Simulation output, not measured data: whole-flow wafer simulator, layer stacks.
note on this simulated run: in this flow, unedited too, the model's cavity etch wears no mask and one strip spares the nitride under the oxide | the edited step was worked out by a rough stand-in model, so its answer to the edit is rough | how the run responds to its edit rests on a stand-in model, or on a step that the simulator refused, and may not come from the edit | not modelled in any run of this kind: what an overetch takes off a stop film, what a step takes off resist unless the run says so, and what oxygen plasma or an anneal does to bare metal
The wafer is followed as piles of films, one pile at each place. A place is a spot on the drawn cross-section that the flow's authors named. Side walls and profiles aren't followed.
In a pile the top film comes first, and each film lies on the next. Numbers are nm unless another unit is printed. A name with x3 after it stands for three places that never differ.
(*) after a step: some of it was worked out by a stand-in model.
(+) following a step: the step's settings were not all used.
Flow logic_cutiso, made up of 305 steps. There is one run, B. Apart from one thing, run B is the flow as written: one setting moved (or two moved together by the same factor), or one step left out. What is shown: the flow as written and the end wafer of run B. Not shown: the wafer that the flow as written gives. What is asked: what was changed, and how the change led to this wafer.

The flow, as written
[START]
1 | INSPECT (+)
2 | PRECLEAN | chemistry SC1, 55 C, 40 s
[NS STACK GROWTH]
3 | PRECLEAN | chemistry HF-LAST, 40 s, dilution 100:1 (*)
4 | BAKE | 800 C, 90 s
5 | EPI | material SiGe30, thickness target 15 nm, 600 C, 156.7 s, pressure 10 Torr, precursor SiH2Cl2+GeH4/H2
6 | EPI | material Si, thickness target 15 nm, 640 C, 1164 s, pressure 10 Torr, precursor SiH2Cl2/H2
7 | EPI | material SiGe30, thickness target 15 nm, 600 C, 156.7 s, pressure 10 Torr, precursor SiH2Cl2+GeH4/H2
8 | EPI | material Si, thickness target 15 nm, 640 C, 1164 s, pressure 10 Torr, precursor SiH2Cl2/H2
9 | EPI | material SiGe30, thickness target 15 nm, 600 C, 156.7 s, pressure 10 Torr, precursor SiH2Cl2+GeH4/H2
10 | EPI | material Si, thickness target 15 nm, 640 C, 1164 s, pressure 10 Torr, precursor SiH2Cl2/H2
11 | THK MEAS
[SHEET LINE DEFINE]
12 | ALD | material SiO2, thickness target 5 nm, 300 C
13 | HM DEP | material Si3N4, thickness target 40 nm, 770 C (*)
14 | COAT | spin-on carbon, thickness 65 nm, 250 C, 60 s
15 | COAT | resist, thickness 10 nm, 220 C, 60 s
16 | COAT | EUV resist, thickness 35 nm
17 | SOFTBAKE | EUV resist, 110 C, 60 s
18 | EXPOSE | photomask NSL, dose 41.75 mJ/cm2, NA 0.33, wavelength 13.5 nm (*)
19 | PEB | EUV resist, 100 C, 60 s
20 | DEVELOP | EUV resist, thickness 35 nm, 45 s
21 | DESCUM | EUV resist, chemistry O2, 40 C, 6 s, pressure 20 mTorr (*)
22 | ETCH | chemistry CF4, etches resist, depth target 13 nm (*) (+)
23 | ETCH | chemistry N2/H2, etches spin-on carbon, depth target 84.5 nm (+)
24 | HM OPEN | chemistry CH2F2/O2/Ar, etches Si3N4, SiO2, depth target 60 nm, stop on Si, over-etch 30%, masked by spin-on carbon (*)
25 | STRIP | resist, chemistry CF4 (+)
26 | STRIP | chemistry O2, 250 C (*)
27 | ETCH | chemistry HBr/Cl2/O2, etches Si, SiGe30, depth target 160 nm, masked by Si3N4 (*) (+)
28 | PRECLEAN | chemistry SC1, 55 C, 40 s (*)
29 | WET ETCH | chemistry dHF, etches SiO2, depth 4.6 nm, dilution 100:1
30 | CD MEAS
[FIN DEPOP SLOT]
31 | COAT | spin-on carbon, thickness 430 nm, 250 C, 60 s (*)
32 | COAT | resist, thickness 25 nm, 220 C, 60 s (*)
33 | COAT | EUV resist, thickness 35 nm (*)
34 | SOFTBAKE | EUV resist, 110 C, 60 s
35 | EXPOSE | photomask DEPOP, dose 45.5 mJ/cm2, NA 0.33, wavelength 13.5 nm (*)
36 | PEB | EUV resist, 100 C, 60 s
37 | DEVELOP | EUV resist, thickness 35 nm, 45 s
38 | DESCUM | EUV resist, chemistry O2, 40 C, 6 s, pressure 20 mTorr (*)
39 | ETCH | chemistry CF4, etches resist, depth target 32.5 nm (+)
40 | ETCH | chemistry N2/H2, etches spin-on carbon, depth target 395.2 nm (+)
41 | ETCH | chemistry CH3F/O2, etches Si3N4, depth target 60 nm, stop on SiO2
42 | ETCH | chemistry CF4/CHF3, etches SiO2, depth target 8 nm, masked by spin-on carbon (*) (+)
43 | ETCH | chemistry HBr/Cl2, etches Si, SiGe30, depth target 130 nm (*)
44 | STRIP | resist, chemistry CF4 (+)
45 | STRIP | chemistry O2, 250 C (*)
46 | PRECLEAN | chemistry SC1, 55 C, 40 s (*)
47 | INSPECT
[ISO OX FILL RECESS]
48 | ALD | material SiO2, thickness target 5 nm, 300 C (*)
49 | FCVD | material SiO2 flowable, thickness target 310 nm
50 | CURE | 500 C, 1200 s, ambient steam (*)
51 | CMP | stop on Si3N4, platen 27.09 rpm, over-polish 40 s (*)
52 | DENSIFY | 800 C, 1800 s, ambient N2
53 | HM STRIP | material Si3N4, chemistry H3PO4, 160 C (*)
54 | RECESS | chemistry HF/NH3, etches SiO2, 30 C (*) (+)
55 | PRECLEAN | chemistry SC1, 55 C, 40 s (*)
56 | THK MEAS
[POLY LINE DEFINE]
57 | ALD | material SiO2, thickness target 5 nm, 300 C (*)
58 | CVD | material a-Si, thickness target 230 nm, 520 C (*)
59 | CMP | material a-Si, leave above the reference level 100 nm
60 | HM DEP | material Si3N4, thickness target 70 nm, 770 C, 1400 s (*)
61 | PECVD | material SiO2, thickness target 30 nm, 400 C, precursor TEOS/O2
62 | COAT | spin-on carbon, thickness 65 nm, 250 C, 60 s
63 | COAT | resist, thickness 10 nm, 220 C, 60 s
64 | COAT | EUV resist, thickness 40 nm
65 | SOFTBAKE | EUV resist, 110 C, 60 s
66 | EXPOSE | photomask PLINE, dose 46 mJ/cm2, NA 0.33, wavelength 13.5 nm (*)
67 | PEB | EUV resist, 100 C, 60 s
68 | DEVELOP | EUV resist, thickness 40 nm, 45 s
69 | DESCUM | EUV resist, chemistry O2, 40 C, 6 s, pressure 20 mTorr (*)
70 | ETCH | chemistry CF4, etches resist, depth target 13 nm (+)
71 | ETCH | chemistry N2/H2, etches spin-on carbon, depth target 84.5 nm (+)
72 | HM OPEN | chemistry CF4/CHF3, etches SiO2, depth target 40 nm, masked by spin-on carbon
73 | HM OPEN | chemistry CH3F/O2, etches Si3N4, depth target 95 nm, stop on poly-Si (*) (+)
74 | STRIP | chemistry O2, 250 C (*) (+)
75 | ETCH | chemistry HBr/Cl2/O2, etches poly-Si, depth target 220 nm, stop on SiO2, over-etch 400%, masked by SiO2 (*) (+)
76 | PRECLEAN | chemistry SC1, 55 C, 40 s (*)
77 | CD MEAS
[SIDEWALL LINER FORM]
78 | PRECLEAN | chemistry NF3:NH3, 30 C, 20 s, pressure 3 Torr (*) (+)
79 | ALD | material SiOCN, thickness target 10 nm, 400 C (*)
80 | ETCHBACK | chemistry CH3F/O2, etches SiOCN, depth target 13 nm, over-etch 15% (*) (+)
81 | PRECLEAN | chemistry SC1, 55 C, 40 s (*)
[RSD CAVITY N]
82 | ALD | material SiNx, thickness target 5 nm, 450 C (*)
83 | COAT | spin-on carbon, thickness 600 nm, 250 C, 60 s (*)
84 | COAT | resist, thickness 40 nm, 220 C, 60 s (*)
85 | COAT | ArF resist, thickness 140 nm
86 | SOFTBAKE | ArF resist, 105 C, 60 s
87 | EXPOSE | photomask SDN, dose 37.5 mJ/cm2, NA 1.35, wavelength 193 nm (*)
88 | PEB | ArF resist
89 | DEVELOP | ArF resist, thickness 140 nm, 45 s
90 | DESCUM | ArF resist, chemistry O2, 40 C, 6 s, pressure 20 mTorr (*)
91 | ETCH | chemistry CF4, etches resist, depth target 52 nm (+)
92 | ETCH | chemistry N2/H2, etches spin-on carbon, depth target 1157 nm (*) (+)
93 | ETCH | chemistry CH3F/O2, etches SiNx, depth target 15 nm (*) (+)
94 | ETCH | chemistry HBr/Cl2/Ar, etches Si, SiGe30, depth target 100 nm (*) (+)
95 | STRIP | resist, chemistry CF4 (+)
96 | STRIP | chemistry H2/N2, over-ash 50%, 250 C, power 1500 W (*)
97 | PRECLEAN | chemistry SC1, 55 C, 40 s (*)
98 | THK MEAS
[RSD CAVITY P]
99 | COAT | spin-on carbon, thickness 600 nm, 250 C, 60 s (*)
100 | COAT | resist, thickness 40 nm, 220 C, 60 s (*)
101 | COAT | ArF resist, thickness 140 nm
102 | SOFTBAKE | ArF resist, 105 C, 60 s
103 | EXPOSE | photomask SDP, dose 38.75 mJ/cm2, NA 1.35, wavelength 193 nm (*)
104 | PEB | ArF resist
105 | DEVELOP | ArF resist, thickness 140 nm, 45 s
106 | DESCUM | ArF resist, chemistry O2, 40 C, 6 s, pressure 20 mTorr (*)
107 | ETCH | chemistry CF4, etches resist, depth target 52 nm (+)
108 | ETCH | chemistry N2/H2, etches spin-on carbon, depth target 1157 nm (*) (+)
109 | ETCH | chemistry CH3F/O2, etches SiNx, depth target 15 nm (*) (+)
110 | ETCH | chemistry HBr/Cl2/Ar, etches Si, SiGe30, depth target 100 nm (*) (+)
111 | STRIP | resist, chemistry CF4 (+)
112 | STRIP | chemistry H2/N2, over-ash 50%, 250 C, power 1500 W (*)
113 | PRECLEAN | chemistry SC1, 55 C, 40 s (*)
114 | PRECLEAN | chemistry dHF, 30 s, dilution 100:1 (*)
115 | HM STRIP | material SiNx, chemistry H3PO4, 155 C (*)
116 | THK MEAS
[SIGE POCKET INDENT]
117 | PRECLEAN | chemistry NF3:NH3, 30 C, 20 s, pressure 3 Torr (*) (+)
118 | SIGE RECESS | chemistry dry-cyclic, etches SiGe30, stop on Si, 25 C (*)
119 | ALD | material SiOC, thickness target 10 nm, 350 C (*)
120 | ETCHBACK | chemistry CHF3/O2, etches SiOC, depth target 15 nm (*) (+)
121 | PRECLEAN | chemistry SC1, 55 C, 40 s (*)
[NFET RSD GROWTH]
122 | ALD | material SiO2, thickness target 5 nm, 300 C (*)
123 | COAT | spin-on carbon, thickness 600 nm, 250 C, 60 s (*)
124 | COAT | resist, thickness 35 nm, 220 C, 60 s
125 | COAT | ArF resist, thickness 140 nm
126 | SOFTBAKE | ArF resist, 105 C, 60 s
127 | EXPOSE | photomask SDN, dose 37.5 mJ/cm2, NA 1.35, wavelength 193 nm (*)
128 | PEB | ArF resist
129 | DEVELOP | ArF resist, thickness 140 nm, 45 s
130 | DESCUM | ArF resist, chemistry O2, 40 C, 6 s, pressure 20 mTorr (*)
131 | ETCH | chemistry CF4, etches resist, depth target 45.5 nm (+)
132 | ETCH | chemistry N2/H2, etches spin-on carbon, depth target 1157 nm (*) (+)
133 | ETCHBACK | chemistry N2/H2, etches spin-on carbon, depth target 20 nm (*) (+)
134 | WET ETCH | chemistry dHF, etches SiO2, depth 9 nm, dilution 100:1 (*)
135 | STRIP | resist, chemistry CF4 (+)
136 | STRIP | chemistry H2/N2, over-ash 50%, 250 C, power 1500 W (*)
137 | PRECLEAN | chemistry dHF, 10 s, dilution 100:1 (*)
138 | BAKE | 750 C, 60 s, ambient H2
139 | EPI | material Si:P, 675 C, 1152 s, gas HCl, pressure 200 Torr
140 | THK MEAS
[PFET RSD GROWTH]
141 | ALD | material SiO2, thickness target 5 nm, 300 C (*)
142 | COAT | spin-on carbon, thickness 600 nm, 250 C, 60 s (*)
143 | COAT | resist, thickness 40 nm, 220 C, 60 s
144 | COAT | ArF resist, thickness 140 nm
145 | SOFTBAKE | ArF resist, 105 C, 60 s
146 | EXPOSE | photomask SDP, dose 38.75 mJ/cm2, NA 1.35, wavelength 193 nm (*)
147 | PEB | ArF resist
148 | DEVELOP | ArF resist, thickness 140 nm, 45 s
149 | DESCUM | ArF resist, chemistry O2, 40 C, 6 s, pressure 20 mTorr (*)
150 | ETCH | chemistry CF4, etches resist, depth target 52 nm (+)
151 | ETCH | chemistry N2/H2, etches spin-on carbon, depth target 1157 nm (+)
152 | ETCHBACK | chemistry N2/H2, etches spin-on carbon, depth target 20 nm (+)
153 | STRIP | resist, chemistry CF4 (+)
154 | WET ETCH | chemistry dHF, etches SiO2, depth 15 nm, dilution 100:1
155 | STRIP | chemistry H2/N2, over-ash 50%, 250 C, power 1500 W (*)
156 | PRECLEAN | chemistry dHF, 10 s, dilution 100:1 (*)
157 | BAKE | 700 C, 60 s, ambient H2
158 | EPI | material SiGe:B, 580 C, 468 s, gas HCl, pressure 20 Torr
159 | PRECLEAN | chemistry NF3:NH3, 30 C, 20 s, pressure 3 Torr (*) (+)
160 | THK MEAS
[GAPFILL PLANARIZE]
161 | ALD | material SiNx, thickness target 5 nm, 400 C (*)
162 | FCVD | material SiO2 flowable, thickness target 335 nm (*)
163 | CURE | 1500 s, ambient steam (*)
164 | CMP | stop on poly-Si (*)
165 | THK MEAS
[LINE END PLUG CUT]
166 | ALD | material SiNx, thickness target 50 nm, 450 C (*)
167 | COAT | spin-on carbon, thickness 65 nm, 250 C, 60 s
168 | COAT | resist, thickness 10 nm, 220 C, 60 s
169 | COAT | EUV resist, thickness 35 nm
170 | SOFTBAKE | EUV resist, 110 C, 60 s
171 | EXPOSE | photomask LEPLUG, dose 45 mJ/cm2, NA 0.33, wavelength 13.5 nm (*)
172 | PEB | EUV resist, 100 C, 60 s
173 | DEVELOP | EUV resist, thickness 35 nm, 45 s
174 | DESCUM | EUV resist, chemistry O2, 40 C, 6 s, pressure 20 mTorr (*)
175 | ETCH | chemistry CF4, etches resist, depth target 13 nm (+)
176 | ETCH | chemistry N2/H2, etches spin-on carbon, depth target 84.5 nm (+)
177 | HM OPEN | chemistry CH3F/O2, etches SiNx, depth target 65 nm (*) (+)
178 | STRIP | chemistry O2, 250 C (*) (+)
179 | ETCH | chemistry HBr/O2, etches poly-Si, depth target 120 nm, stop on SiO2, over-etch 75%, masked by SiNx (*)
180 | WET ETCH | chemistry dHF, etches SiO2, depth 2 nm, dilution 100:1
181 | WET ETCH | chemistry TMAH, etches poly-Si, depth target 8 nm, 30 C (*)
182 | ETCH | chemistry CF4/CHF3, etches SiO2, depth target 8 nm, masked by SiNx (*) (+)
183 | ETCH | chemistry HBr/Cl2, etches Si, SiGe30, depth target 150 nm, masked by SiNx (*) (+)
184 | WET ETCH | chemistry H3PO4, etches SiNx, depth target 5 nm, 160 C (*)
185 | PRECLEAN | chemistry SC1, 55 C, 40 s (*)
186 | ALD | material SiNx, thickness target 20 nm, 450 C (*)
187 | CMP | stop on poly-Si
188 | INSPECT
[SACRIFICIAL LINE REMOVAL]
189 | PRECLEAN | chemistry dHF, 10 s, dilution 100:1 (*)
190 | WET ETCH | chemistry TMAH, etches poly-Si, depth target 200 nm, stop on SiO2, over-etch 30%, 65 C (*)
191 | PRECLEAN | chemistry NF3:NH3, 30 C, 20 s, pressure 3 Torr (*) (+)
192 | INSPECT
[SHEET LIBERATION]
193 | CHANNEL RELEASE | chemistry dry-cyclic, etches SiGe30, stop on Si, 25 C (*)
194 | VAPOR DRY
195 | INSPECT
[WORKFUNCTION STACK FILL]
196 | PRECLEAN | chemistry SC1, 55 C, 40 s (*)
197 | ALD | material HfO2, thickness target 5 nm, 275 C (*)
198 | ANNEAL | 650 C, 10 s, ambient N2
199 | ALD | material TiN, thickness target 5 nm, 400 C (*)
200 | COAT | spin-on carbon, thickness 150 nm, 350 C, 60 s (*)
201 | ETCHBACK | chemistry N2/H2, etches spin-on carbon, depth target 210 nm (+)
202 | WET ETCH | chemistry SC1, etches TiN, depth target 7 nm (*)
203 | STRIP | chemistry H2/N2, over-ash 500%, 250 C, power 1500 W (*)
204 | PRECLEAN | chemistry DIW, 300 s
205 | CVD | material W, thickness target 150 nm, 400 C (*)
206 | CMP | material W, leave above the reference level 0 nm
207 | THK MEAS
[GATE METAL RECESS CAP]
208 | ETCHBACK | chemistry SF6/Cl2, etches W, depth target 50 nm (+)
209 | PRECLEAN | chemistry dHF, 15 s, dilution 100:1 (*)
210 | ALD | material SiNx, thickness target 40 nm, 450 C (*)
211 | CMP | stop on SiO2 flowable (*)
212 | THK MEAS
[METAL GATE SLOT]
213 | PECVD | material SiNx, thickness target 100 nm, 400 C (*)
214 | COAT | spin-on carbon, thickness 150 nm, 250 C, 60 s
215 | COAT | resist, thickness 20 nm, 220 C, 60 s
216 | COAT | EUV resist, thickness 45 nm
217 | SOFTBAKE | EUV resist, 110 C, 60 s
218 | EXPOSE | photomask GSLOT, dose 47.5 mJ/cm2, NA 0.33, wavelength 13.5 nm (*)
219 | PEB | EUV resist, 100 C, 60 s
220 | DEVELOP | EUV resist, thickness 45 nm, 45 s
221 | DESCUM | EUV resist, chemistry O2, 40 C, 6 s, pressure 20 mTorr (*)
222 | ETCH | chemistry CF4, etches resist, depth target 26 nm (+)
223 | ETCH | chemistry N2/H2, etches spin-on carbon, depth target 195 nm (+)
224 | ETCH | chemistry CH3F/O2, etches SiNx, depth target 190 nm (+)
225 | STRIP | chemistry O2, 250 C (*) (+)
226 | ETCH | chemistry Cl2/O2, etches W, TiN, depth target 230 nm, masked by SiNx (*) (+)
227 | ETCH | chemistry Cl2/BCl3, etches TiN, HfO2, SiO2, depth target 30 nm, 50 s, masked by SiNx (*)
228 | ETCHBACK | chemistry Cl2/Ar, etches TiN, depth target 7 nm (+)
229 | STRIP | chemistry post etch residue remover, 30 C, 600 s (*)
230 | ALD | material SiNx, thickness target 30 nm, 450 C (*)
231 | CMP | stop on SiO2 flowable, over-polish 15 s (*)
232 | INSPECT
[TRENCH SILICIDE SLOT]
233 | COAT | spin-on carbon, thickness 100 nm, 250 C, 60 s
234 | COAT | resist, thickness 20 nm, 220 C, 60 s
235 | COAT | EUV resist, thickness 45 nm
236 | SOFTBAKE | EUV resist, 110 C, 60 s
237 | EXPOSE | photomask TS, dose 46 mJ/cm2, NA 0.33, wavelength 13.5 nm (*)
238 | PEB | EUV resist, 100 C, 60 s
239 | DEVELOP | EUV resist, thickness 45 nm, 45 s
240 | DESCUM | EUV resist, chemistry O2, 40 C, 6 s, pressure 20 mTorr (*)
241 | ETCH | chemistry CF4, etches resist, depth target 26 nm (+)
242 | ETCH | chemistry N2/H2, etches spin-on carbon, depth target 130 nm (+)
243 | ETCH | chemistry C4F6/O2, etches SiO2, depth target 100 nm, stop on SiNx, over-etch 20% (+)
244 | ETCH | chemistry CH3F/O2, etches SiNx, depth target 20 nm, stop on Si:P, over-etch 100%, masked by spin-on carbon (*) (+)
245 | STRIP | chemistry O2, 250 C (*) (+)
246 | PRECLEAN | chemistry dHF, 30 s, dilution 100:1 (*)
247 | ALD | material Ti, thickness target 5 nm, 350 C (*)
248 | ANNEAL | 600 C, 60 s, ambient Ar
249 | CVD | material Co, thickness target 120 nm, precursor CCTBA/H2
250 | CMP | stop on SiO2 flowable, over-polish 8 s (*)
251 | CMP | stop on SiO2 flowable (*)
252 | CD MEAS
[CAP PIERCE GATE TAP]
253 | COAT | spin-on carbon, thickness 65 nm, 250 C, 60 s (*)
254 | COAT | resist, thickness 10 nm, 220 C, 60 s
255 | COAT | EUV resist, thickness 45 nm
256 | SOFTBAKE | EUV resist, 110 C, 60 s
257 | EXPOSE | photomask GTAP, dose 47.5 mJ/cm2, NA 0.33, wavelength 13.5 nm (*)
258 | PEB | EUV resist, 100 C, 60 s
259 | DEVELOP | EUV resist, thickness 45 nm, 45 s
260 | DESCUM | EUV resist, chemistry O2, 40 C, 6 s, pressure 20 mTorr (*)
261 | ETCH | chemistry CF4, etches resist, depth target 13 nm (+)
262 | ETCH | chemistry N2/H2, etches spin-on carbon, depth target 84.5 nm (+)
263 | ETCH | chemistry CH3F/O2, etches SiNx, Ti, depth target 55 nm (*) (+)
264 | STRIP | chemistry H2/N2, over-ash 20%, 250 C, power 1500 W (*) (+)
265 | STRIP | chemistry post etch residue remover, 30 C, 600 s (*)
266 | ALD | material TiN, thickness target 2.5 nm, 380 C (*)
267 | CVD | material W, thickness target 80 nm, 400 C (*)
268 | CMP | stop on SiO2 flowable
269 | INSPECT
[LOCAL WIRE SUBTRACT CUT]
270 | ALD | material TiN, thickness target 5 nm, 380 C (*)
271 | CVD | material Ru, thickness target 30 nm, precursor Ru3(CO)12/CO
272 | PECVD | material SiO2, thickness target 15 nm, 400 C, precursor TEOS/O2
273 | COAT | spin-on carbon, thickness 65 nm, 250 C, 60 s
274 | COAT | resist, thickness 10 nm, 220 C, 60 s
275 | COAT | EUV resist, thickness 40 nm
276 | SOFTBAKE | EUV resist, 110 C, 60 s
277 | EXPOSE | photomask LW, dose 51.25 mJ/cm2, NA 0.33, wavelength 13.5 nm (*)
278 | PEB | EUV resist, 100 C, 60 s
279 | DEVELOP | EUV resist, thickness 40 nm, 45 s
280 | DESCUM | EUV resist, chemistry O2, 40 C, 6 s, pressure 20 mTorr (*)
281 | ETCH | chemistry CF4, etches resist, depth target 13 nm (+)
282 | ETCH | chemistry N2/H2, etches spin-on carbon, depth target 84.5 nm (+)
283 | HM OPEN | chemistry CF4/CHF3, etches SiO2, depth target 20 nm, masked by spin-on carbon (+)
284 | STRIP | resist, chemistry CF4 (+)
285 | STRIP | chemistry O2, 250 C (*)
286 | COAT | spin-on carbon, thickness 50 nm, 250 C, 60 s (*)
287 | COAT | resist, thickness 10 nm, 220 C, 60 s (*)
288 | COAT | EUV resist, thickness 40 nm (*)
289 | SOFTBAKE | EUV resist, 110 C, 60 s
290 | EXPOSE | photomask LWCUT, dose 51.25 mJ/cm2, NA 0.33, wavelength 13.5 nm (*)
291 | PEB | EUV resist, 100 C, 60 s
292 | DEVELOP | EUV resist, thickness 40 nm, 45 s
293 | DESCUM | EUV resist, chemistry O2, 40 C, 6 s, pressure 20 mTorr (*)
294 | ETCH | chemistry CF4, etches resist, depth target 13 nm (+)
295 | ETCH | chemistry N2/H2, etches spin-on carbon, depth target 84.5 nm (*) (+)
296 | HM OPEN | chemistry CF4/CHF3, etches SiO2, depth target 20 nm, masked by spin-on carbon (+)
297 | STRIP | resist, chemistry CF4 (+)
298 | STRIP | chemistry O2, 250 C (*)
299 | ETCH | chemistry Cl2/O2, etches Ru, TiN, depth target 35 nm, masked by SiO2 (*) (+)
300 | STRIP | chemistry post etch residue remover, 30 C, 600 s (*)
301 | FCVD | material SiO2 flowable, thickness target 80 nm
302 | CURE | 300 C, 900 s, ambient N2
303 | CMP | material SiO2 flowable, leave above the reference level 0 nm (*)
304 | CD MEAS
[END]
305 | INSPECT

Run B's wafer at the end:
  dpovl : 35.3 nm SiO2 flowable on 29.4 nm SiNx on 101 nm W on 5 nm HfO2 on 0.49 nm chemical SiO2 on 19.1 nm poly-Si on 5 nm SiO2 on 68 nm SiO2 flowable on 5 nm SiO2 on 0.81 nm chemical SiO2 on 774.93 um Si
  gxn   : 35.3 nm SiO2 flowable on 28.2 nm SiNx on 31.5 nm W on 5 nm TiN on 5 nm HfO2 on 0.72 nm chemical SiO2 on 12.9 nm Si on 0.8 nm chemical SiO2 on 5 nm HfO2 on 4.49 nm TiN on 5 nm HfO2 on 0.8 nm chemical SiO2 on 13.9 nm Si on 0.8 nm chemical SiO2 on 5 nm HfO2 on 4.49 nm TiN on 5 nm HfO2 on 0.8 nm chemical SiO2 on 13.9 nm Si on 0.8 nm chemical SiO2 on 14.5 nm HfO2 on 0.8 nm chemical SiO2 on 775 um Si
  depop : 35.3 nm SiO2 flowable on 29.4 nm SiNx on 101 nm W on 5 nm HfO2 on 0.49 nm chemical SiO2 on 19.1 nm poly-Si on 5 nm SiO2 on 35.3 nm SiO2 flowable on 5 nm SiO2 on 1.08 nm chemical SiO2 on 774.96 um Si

The reason: step 190, WET ETCH: depth target 170 nm was run, while the flow as written has depth target 200 nm.

The path from the change to this, step by step:
  190 | WET ETCH | chemistry TMAH, etches poly-Si, depth target 200 nm, stop on SiO2, over-etch 30%, 65 C (*)
      depop, dpovl, gfld, gxf, isow, nsgap: -170 poly-Si (as written it would have been: -189.4 poly-Si (all of it))
  191 | PRECLEAN | chemistry NF3:NH3, 30 C, 20 s, pressure 3 Torr (*) (+)
      depop, dpovl, gfld, gxf, isow, nsgap: nothing (as written it would have been: -5 SiO2 (all of it), -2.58 SiO2 flowable)
  197 | ALD | material HfO2, thickness target 5 nm, 275 C (*)
      gxn, gxp: +5 HfO2 (new film), +5 HfO2 (new film), -10 cavity, +5 HfO2 (new film), +5 HfO2 (new film), -10 cavity, +5 HfO2 (new film), +14.5 HfO2 (new film), -14.5 cavity (all of it) (as written it would have been: +5 HfO2 (new film), +5 HfO2 (new film), -10 cavity, +5 HfO2 (new film), +5 HfO2 (new film), -10 cavity, +5 HfO2 (new film), +5 HfO2 (new film), -10 cavity, +5 HfO2 (new film))
      gxf: +5 HfO2 (new film) (as written it would have been: +7.7 HfO2 (new film))
  199 | ALD | material TiN, thickness target 5 nm, 400 C (*)
      gxn, gxp: +5 TiN (new film), +4.49 TiN (new film), -4.49 cavity (all of it), +4.49 TiN (new film), -4.49 cavity (all of it) (as written it would have been: +5 TiN (new film), +4.49 TiN (new film), -4.49 cavity (all of it), +4.49 TiN (new film), -4.49 cavity (all of it), +4.49 TiN (new film), -4.49 cavity (all of it))
      gfld: +5 TiN (new film) (as written it would have been: +7.64 TiN (new film))
  200 | COAT | spin-on carbon, thickness 150 nm, 350 C, 60 s (*)
      depop: +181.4 spin-on carbon (new film) (as written it would have been: +194.7 spin-on carbon (new film))
      dpovl: +181.4 spin-on carbon (new film) (as written it would have been: +194.8 spin-on carbon (new film))
      (as well as at 5 more places)
  201 | ETCHBACK | chemistry N2/H2, etches spin-on carbon, depth target 210 nm (+)
      depop: -181.4 spin-on carbon (all of it) (as written it would have been: -194.7 spin-on carbon (all of it))
      dpovl: -181.4 spin-on carbon (all of it) (as written it would have been: -194.8 spin-on carbon (all of it))
      (as well as at 3 more places)
  203 | STRIP | chemistry H2/N2, over-ash 500%, 250 C, power 1500 W (*)
      gl, glp: -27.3 spin-on carbon (all of it) (as written it would have been: -26.7 spin-on carbon (all of it))
      gxn, gxp: -27.4 spin-on carbon (all of it) (as written it would have been: -26.8 spin-on carbon (all of it))
      (as well as at 2 more places)
  205 | CVD | material W, thickness target 150 nm, 400 C (*)
      depop, dpovl, isow, nsgap: +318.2 W (new film) (as written it would have been: +345.5 W (new film))
      gfld: +313.2 W (new film) (as written it would have been: +337.9 W (new film))
      (as well as at 1 more place)
  226 | ETCH | chemistry Cl2/O2, etches W, TiN, depth target 230 nm, masked by SiNx (*) (+)
      depop, dpovl, gl and 18 more: -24 SiNx (as written it would have been: -30.8 SiNx)
      gfld: -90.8 W (all of it), -5 TiN (all of it), -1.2 HfO2 (as written it would have been: -115.4 W (all of it), -7.64 TiN (all of it), -1.54 HfO2)
  227 | ETCH | chemistry Cl2/BCl3, etches TiN, HfO2, SiO2, depth target 30 nm, 50 s, masked by SiNx (*)
      gfld: -3.8 HfO2 (all of it), -0.49 chemical SiO2 (all of it), -19.1 poly-Si (all of it), -5 SiO2 (all of it), -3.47 SiO2 flowable (as written it would have been: -3.46 HfO2 (all of it), -26.5 SiO2 flowable)
  230 | ALD | material SiNx, thickness target 30 nm, 450 C (*)
      gfld: +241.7 SiNx (new film) (as written it would have been: +260.6 SiNx (new film))
  231 | CMP | stop on SiO2 flowable, over-polish 15 s (*)
      depop, dpovl, gl and 9 more: -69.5 SiNx (as written it would have been: -62.7 SiNx)
      lnr, lnri, lnrp, lnrt: -67.8 SiNx (all of it), -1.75 SiOCN (as written it would have been: -61 SiNx (all of it), -1.75 SiOCN)
      (as well as at 6 more places)
Taking metal films that touch as one body, gxn has 3 bodies (between them, from the top down: HfO2 5 / chemical SiO2 0.72 / Si 12.9 / chemical SiO2 0.8 / HfO2 5; HfO2 5 / chemical SiO2 0.8 / Si 13.9 / chemical SiO2 0.8 / HfO2 5); the flow as written gives 4 bodies (between them, from the top down: HfO2 5 / chemical SiO2 0.72 / Si 12.9 / chemical SiO2 0.8 / HfO2 5; HfO2 5 / chemical SiO2 0.8 / Si 13.9 / chemical SiO2 0.8 / HfO2 5; HfO2 5 / chemical SiO2 0.8 / Si 13.9 / chemical SiO2 0.8 / HfO2 5).
